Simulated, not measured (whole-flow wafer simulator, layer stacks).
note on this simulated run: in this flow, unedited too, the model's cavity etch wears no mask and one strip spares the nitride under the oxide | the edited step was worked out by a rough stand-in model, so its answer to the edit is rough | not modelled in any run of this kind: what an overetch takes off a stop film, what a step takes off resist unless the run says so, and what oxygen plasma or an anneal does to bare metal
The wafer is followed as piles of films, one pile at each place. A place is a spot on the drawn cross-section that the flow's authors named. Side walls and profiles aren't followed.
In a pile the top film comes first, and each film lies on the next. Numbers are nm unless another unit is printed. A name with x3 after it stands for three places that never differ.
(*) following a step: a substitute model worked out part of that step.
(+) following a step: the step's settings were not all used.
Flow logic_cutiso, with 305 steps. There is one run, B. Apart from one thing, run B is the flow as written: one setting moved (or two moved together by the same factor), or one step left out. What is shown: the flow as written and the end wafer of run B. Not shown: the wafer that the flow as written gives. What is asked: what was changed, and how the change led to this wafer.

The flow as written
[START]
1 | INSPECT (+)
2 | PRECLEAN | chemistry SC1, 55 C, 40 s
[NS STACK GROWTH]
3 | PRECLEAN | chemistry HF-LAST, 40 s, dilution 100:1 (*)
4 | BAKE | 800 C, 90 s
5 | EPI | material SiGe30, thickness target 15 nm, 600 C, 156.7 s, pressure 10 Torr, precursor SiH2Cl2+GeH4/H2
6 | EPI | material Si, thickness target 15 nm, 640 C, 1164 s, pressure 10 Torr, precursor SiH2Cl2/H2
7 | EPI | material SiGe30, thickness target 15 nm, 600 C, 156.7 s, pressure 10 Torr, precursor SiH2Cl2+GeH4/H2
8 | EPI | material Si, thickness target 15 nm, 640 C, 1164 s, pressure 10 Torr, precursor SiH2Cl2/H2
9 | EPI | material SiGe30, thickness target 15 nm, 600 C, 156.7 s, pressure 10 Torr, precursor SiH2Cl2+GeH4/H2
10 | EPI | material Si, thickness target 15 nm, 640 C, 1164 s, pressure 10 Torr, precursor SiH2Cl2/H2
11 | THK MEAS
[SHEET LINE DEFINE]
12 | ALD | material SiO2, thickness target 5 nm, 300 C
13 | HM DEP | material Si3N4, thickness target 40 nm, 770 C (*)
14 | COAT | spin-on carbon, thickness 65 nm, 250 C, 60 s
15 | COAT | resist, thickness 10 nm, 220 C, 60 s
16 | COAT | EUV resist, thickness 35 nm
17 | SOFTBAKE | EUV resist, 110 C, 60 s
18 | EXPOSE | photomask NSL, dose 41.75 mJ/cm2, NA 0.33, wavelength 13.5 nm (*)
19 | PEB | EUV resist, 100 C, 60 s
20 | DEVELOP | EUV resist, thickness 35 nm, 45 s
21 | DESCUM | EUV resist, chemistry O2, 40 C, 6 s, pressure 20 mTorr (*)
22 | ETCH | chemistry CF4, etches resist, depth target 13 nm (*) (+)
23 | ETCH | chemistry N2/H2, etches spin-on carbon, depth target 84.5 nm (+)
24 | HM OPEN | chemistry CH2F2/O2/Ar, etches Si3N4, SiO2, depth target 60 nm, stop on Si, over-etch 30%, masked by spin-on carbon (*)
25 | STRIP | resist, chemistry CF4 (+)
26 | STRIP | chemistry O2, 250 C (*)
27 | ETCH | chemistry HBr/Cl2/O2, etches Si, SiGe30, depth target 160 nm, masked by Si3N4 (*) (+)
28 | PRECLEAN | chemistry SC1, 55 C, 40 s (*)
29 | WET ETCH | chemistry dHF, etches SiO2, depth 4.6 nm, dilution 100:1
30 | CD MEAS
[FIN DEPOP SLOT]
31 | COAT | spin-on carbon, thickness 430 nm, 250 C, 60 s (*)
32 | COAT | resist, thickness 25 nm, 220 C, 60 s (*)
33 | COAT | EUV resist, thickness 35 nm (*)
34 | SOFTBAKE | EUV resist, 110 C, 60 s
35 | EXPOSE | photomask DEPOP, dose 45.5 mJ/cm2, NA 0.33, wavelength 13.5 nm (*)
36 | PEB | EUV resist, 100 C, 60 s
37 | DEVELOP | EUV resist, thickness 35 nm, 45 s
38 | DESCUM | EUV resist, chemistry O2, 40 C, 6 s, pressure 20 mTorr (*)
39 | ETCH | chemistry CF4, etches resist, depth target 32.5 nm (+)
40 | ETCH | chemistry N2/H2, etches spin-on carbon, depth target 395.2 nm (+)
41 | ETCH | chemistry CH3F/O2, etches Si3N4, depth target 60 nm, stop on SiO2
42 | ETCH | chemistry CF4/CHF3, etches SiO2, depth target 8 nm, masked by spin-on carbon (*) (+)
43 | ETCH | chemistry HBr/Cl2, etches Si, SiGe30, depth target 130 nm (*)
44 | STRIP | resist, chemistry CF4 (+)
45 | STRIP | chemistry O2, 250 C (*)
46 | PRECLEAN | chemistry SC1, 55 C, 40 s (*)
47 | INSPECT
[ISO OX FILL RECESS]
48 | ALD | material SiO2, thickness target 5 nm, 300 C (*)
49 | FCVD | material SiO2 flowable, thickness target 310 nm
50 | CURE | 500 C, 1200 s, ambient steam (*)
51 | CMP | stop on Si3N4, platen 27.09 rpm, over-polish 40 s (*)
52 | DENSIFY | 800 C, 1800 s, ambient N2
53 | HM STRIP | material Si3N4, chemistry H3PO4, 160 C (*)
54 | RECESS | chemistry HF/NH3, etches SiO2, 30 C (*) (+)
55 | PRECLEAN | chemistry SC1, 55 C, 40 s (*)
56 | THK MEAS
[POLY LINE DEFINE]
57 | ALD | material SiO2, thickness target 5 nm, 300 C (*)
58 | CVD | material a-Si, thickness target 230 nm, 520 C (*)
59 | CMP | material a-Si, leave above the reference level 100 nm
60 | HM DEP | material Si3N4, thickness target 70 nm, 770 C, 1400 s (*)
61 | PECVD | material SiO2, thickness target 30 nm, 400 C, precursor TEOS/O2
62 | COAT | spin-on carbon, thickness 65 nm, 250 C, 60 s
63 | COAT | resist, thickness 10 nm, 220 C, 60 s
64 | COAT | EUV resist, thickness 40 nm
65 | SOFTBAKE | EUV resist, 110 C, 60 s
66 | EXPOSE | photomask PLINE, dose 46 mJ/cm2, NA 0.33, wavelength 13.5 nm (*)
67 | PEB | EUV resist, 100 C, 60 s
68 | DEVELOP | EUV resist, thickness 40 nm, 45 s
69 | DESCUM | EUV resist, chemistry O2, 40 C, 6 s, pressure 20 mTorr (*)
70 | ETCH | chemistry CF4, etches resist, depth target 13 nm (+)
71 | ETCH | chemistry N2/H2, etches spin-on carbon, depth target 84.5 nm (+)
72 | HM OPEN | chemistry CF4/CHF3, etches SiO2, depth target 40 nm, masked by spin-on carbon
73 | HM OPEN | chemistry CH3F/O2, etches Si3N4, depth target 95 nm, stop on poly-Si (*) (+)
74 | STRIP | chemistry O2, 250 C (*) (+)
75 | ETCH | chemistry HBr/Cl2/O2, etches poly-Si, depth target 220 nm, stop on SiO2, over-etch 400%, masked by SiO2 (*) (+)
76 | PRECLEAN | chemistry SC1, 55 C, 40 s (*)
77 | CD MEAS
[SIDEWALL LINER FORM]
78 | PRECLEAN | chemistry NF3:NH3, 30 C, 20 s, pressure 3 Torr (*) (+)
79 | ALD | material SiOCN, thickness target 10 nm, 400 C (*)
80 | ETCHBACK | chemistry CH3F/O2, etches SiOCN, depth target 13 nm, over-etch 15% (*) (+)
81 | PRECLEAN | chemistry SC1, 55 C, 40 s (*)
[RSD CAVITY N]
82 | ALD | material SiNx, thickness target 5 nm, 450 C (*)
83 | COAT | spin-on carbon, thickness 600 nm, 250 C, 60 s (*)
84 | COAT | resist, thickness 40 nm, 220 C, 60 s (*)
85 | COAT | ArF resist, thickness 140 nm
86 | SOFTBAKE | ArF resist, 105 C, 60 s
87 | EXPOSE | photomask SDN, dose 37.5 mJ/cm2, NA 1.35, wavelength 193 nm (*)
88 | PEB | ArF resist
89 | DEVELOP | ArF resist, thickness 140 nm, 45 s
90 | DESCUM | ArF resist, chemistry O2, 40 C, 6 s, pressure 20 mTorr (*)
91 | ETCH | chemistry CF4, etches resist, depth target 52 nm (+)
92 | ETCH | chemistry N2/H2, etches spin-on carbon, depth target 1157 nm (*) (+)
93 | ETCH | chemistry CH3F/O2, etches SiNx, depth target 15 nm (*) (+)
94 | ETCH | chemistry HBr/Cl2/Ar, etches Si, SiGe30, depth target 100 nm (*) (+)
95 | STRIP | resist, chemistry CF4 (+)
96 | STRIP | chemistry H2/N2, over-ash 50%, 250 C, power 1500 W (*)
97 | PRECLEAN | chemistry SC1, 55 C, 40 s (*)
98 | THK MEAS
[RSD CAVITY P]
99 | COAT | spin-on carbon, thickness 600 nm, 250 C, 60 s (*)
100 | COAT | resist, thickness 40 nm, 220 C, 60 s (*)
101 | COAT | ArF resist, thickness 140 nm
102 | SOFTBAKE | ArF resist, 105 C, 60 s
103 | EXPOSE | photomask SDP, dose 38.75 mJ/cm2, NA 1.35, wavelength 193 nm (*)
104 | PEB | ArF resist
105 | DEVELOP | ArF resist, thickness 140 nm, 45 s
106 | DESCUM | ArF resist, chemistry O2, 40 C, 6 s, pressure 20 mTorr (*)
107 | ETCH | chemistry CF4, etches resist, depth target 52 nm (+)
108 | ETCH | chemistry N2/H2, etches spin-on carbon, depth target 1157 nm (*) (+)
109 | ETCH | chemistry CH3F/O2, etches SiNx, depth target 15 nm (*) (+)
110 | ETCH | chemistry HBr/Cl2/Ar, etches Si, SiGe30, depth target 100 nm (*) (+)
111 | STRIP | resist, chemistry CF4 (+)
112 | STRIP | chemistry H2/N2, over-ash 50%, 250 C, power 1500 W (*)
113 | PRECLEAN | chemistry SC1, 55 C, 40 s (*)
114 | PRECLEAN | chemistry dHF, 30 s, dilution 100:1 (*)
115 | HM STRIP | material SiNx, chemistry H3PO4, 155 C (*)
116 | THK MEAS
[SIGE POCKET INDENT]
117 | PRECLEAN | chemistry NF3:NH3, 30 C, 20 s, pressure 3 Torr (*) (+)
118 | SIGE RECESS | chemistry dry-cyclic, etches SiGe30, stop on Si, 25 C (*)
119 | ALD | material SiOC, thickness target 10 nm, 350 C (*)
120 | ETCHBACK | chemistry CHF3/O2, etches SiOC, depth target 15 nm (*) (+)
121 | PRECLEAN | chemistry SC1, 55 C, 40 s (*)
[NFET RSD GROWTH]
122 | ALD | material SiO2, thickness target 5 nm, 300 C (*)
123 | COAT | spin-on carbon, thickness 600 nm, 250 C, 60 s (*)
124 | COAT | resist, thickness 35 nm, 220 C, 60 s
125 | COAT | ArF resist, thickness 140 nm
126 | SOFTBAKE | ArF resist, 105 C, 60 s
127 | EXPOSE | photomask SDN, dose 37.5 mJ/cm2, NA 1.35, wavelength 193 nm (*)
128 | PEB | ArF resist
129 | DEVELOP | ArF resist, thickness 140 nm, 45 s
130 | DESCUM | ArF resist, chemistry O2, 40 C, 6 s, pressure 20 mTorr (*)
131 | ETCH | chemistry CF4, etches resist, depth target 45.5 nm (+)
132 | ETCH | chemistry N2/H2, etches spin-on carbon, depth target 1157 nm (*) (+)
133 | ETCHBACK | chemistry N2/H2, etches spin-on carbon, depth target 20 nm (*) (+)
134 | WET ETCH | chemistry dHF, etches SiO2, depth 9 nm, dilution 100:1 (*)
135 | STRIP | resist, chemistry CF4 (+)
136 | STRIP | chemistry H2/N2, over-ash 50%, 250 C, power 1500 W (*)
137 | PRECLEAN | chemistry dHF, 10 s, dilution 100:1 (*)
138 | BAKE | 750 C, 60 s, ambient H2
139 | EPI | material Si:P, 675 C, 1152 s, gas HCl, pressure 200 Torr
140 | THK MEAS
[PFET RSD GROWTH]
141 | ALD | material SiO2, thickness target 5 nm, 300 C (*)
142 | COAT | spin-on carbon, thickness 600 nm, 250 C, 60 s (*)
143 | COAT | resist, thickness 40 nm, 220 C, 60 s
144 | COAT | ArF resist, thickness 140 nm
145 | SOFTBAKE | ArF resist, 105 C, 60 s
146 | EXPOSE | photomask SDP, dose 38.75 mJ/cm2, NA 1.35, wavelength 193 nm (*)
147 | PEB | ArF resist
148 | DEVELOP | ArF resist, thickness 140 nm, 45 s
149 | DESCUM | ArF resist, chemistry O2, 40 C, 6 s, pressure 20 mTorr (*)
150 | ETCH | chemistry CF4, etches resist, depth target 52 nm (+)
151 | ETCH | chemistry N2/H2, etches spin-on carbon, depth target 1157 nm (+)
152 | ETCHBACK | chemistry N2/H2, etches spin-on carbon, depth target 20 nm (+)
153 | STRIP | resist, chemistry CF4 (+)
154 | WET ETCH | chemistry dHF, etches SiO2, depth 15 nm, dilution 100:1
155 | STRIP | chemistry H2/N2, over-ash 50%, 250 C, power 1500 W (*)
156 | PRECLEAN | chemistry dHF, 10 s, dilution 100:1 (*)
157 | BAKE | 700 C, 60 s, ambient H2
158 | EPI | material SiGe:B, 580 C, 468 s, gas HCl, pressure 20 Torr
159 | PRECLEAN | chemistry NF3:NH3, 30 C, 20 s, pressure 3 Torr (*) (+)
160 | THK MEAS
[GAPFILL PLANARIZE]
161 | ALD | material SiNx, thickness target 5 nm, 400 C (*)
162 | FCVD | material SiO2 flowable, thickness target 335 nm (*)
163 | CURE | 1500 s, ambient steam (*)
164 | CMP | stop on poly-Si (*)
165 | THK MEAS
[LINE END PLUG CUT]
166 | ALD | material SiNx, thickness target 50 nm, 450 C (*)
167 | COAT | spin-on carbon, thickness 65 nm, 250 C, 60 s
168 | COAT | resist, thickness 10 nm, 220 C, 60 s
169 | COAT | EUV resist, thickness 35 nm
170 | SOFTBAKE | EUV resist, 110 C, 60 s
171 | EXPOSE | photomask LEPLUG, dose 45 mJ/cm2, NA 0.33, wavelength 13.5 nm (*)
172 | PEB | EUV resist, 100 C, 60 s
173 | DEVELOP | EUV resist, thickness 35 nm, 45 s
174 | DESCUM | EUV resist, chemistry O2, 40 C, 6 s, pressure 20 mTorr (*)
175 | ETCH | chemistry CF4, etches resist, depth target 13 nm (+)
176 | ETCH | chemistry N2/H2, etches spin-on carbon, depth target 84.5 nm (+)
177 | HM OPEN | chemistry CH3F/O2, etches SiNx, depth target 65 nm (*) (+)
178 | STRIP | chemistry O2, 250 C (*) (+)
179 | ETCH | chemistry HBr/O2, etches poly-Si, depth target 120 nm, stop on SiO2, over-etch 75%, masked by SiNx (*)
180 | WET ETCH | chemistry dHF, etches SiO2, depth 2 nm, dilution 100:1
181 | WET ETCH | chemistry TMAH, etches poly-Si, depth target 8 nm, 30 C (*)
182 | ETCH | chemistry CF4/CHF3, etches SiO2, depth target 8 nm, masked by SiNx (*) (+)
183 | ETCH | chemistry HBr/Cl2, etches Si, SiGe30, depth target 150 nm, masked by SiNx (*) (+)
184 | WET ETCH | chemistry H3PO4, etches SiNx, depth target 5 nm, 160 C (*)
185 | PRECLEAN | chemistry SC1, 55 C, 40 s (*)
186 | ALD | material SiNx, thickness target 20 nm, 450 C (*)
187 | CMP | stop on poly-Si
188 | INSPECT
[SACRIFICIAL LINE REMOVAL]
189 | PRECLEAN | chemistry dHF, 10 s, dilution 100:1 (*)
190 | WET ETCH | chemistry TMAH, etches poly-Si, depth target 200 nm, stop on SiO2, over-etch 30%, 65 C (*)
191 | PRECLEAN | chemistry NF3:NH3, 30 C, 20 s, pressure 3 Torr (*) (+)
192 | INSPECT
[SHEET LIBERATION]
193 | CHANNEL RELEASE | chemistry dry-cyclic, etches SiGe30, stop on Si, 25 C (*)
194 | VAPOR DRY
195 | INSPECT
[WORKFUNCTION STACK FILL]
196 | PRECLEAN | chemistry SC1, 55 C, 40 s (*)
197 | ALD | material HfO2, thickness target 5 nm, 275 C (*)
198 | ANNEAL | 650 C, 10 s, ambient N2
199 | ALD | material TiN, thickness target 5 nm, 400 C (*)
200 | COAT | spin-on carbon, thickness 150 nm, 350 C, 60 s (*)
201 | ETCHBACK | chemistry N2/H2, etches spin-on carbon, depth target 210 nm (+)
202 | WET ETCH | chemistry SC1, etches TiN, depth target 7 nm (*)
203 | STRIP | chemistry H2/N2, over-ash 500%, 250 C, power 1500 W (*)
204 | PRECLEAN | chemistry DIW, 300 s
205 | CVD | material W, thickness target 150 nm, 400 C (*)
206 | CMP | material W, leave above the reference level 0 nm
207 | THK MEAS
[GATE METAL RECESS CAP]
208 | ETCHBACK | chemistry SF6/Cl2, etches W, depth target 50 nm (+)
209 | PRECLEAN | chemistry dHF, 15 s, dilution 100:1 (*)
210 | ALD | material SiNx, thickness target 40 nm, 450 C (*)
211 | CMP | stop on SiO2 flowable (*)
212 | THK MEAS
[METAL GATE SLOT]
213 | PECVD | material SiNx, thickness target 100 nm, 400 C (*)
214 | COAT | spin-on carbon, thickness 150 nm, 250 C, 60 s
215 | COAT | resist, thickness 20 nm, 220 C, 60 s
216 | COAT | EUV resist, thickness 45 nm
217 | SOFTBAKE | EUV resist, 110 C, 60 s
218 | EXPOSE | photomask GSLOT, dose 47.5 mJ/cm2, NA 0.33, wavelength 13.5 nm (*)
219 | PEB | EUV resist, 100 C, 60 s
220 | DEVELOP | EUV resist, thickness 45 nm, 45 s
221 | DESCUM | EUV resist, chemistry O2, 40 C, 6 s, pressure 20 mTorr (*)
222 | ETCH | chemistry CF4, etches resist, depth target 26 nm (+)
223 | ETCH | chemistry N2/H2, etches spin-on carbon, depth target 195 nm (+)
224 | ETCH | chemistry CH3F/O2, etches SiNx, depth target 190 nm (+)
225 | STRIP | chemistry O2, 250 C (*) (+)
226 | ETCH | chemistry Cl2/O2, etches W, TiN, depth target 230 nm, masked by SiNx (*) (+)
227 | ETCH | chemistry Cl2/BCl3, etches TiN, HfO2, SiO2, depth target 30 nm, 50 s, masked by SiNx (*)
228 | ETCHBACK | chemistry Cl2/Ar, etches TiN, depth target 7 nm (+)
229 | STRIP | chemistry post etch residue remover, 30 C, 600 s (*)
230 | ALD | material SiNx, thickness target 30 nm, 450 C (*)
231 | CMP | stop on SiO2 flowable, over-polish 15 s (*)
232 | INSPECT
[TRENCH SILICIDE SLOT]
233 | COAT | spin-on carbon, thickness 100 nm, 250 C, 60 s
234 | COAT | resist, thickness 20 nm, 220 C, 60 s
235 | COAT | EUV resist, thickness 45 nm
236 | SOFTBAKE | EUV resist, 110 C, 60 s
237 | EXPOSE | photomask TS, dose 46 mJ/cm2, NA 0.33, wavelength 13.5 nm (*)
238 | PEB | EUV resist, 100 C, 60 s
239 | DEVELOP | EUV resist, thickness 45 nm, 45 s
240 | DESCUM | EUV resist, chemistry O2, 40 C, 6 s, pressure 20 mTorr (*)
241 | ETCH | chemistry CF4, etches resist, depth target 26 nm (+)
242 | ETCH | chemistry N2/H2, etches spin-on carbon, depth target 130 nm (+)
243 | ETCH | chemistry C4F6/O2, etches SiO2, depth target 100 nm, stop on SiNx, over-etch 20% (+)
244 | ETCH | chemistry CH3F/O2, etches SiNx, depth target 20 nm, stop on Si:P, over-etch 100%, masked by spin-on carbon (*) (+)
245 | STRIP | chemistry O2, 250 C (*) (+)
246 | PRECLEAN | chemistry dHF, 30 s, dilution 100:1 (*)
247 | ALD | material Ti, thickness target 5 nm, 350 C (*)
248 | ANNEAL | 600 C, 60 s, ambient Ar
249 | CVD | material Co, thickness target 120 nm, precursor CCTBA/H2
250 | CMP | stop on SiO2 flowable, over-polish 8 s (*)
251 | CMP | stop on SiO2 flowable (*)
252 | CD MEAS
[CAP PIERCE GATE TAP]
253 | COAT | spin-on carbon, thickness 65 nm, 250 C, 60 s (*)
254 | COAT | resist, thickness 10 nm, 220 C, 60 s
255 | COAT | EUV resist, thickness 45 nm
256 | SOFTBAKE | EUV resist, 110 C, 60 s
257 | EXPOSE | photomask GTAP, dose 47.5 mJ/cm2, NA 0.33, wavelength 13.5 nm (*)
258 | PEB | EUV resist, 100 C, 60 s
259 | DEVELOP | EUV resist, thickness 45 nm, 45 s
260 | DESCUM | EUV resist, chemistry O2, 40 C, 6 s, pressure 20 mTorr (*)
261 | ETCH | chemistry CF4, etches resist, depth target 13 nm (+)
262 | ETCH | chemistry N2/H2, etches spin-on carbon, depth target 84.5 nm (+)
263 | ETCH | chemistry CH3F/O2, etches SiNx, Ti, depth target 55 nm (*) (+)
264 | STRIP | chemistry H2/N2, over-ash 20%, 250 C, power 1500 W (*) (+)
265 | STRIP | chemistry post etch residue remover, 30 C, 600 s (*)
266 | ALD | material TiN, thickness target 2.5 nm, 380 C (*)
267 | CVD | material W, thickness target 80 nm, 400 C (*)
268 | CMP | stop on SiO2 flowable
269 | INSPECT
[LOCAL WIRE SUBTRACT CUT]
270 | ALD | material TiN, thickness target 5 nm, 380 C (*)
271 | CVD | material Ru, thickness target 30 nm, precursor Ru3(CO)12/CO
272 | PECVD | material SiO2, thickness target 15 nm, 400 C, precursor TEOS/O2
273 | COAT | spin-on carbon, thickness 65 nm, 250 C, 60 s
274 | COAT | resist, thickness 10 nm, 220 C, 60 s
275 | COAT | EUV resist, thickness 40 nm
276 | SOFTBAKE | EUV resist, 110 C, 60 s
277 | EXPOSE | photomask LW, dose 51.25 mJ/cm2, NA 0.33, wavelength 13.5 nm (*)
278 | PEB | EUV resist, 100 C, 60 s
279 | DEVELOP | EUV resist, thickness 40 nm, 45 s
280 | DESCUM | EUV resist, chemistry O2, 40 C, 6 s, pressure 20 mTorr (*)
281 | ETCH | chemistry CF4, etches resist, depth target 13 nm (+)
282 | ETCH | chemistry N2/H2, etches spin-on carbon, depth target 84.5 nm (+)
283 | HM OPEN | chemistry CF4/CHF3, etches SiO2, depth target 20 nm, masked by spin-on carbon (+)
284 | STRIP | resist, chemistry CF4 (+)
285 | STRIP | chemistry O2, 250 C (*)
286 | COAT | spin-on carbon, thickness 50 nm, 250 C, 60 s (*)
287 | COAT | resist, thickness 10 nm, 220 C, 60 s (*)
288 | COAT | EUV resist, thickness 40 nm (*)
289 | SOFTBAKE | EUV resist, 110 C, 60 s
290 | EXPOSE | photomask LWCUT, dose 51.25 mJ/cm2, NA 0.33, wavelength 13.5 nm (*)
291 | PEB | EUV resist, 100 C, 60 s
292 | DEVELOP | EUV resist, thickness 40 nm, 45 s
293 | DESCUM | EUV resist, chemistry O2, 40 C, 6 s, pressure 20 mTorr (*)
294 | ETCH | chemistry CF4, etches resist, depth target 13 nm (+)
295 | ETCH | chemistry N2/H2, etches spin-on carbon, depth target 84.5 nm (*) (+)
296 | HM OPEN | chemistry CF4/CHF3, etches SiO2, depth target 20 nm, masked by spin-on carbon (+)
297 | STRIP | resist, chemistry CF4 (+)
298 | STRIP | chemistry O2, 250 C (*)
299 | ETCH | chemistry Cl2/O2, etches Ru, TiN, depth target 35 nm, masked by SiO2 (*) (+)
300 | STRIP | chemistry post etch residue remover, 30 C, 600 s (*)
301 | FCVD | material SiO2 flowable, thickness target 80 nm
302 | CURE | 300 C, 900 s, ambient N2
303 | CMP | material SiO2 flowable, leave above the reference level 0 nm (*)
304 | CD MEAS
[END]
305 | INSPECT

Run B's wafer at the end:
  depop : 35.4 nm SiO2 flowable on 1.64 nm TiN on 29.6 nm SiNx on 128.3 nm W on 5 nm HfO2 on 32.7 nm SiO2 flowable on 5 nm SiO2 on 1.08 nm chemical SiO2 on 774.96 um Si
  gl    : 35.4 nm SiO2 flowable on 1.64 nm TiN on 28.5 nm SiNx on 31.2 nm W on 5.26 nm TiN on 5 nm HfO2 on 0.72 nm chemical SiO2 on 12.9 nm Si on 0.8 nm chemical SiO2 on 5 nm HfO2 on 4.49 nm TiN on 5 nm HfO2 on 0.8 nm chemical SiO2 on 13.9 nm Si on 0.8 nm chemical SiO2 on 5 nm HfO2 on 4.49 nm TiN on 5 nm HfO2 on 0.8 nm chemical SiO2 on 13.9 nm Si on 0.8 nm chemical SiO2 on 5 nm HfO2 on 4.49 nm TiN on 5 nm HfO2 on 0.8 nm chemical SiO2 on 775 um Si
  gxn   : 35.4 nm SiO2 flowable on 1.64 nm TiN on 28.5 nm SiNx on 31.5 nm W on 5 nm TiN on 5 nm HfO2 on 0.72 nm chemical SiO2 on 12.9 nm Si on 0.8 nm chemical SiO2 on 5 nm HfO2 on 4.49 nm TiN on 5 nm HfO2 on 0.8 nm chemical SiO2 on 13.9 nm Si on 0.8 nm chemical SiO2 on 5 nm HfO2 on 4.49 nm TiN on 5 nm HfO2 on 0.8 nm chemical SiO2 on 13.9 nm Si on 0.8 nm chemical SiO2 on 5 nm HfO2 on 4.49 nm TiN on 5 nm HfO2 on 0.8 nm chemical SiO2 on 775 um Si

What caused this: step 270, ALD: thickness target 7 nm was run, while the flow as written has thickness target 5 nm.

How this came from the change, step by step:
  270 | ALD | material TiN, thickness target 5 nm, 380 C (*)
      depop, dpovl, gfld and 19 more: TiN gains 7 (new film) (as written it would have been: TiN gains 5 (new film))
  299 | ETCH | chemistry Cl2/O2, etches Ru, TiN, depth target 35 nm, masked by SiO2 (*) (+)
      depop, dpovl, gfld and 14 more: Ru loses 29.6 (all of it), TiN loses 5.36 (as written it would have been: Ru loses 29.6 (all of it), TiN loses 5 (all of it))
      rsdw: Ru loses 29.6 (all of it), TiN loses 5.35 (as written it would have been: Ru loses 29.6 (all of it), TiN loses 5 (all of it))
  301 | FCVD | material SiO2 flowable, thickness target 80 nm
      iso, rsdx: SiO2 flowable gains 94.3 (new film) (as written it would have been: SiO2 flowable gains 94.2)
With metal films that touch counted as one body, depop has 2 bodies (between them, from the top down: SiNx 29.6); the flow as written gives 1 body.
With metal films that touch counted as one body, gl has 5 bodies (between them, from the top down: SiNx 28.5; HfO2 5 / chemical SiO2 0.72 / Si 12.9 / chemical SiO2 0.8 / HfO2 5; HfO2 5 / chemical SiO2 0.8 / Si 13.9 / chemical SiO2 0.8 / HfO2 5; HfO2 5 / chemical SiO2 0.8 / Si 13.9 / chemical SiO2 0.8 / HfO2 5); the flow as written gives 4 bodies (between them, from the top down: HfO2 5 / chemical SiO2 0.72 / Si 12.9 / chemical SiO2 0.8 / HfO2 5; HfO2 5 / chemical SiO2 0.8 / Si 13.9 / chemical SiO2 0.8 / HfO2 5; HfO2 5 / chemical SiO2 0.8 / Si 13.9 / chemical SiO2 0.8 / HfO2 5).
With metal films that touch counted as one body, gxn has 5 bodies (between them, from the top down: SiNx 28.5; HfO2 5 / chemical SiO2 0.72 / Si 12.9 / chemical SiO2 0.8 / HfO2 5; HfO2 5 / chemical SiO2 0.8 / Si 13.9 / chemical SiO2 0.8 / HfO2 5; HfO2 5 / chemical SiO2 0.8 / Si 13.9 / chemical SiO2 0.8 / HfO2 5); the flow as written gives 4 bodies (between them, from the top down: HfO2 5 / chemical SiO2 0.72 / Si 12.9 / chemical SiO2 0.8 / HfO2 5; HfO2 5 / chemical SiO2 0.8 / Si 13.9 / chemical SiO2 0.8 / HfO2 5; HfO2 5 / chemical SiO2 0.8 / Si 13.9 / chemical SiO2 0.8 / HfO2 5).
